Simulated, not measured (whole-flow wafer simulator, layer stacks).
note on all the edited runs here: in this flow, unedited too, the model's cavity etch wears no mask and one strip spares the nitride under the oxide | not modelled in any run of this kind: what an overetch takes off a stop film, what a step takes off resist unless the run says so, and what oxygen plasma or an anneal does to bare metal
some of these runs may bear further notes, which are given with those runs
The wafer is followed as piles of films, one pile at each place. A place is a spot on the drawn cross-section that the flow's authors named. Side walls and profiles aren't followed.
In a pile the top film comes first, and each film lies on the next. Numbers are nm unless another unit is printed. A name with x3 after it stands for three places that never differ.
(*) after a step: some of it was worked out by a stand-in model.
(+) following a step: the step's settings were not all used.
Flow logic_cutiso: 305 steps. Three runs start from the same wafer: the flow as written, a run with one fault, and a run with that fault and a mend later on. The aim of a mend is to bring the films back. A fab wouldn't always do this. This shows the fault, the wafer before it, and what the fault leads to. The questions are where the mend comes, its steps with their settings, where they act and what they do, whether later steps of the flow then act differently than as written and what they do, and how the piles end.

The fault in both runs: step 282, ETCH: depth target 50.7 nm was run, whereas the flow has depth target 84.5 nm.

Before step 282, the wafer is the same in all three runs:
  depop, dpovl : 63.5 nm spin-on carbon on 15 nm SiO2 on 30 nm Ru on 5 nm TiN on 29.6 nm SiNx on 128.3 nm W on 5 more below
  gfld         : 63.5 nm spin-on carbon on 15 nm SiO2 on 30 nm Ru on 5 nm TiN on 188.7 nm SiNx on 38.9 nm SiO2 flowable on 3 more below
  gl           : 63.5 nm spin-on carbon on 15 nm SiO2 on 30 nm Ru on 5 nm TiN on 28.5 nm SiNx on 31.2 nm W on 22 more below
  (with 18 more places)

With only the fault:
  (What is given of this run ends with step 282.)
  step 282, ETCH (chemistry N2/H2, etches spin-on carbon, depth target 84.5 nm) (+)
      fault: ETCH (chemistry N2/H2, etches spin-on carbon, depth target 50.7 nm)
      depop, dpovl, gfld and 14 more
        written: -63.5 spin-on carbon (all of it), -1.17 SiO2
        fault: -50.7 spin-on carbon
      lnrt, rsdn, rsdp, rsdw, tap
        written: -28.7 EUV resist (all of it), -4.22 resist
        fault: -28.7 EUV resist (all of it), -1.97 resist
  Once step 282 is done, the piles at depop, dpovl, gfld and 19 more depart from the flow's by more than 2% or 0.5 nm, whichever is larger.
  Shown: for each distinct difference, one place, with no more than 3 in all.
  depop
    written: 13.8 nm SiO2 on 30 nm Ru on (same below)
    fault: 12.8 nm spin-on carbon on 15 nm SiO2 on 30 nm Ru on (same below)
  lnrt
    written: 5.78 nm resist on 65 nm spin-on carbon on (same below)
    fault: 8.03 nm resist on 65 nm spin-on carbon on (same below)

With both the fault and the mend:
  After step 282 comes the mend.
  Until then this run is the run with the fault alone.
  step 282a, ETCH (chemistry N2/H2, etches spin-on carbon, depth target 33.8 nm) (*) (+) (the flow's step 282, run once more with other settings)
      depop, dpovl, gfld and 14 more
        -12.8 spin-on carbon (all of it), -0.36 SiO2
      lnrt, rsdn, rsdp, rsdw, tap
        -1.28 resist
  Steps further on in the flow that do not act as written (6 more steps, not shown, differ only slightly: by at most 2% or 0.5 nm, whichever is larger):
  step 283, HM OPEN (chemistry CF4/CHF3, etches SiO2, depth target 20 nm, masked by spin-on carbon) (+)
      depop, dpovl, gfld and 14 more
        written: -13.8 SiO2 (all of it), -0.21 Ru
        mend: -14.6 SiO2 (all of it), -0.18 Ru
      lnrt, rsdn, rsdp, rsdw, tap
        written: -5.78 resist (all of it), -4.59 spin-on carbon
        mend: -6.75 resist (all of it), -4.27 spin-on carbon
  At the end the piles are close to the flow's at the places that both follow, differing by at most 2% or 0.5 nm, whichever is larger.
